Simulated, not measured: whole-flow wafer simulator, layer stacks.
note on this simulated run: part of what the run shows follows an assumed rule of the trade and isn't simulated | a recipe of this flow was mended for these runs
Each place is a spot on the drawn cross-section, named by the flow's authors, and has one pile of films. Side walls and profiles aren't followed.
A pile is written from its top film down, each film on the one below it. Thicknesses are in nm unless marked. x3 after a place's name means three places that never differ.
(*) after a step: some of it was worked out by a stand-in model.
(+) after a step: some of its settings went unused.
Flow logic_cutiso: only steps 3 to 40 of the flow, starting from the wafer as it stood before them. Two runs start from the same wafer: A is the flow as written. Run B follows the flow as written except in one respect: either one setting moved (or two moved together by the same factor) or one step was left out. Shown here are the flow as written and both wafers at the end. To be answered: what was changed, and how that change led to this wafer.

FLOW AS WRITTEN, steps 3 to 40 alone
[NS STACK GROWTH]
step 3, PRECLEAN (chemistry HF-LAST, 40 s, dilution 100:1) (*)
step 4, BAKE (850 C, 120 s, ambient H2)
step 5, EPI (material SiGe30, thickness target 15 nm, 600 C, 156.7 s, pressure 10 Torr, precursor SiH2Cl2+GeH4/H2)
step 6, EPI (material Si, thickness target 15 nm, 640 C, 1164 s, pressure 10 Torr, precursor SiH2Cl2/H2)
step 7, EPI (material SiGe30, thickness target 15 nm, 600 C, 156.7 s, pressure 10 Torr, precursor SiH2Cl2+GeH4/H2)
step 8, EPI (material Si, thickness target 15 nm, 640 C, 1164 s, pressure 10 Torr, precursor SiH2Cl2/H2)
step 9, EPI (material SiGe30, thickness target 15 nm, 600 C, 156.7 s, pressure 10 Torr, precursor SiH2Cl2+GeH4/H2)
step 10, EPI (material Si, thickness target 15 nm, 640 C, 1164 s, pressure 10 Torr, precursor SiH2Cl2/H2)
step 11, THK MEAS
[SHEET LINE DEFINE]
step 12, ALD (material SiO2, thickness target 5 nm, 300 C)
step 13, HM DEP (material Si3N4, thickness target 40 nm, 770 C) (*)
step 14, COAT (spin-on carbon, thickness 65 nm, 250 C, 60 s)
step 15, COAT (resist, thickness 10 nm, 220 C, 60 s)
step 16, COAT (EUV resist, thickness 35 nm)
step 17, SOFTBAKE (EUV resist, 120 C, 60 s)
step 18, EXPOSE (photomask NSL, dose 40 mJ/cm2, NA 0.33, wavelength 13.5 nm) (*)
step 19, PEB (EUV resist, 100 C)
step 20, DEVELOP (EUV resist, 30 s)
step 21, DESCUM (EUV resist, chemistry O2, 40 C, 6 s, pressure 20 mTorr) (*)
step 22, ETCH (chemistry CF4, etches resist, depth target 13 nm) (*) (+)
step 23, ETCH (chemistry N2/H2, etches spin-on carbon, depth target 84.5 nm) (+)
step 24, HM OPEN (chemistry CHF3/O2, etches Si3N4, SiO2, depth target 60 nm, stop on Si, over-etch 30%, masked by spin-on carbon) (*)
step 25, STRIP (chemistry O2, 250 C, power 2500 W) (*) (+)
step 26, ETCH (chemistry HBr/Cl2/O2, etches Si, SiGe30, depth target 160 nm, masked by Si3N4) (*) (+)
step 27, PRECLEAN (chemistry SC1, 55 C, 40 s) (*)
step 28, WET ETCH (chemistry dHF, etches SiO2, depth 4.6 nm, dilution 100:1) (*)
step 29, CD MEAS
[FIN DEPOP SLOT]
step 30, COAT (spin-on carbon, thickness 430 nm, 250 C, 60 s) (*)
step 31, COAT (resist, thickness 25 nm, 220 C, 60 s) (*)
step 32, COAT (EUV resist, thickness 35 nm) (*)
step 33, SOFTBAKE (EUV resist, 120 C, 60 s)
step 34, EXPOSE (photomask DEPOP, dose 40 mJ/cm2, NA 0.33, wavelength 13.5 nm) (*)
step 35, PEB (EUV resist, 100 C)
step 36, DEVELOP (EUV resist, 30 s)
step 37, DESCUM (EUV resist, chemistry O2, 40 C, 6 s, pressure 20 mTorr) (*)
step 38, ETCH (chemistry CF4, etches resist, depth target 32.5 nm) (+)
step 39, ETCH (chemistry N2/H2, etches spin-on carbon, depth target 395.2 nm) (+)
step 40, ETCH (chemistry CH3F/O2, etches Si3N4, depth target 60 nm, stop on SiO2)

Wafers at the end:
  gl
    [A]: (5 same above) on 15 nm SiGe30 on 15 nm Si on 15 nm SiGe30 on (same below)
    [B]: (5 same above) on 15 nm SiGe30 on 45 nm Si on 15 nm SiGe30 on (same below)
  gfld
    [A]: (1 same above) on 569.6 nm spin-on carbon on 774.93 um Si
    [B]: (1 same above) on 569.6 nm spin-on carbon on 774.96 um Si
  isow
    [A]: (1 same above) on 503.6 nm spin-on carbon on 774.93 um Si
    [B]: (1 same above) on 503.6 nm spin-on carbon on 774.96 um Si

The reason: step 8, EPI: thickness target 45 nm was run, whereas the flow has thickness target 15 nm; step 8, EPI: 3493 s was run, where the flow has 1164 s.
The wafer lets one read it off: gl has Si 45, and step 8 as written asks for 15 nm.

The path from the change to this, step by step:
  step 8, EPI (material Si, thickness target 15 nm, 640 C, 1164 s, pressure 10 Torr, precursor SiH2Cl2/H2)
      depop, dpovl, gfld and 19 more: A Si gains 15 (new film) | B Si gains 45 (new film)
  step 26, ETCH (chemistry HBr/Cl2/O2, etches Si, SiGe30, depth target 160 nm, masked by Si3N4) (*) (+)
      dpovl, gfld, gxf, iso, isow, lnri, nsgap: A chemical SiO2 loses 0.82 (all of it), Si loses 12 (all of it), SiGe30 loses 15 (all of it), Si loses 15 (all of it), SiGe30 loses 15 (all of it), Si loses 15 (all of it), SiGe30 loses 15 (all of it), Si loses 73 | B chemical SiO2 loses 0.82 (all of it), Si loses 12 (all of it), SiGe30 loses 15 (all of it), Si loses 45 (all of it), SiGe30 loses 15 (all of it), Si loses 15 (all of it), SiGe30 loses 15 (all of it), Si loses 43
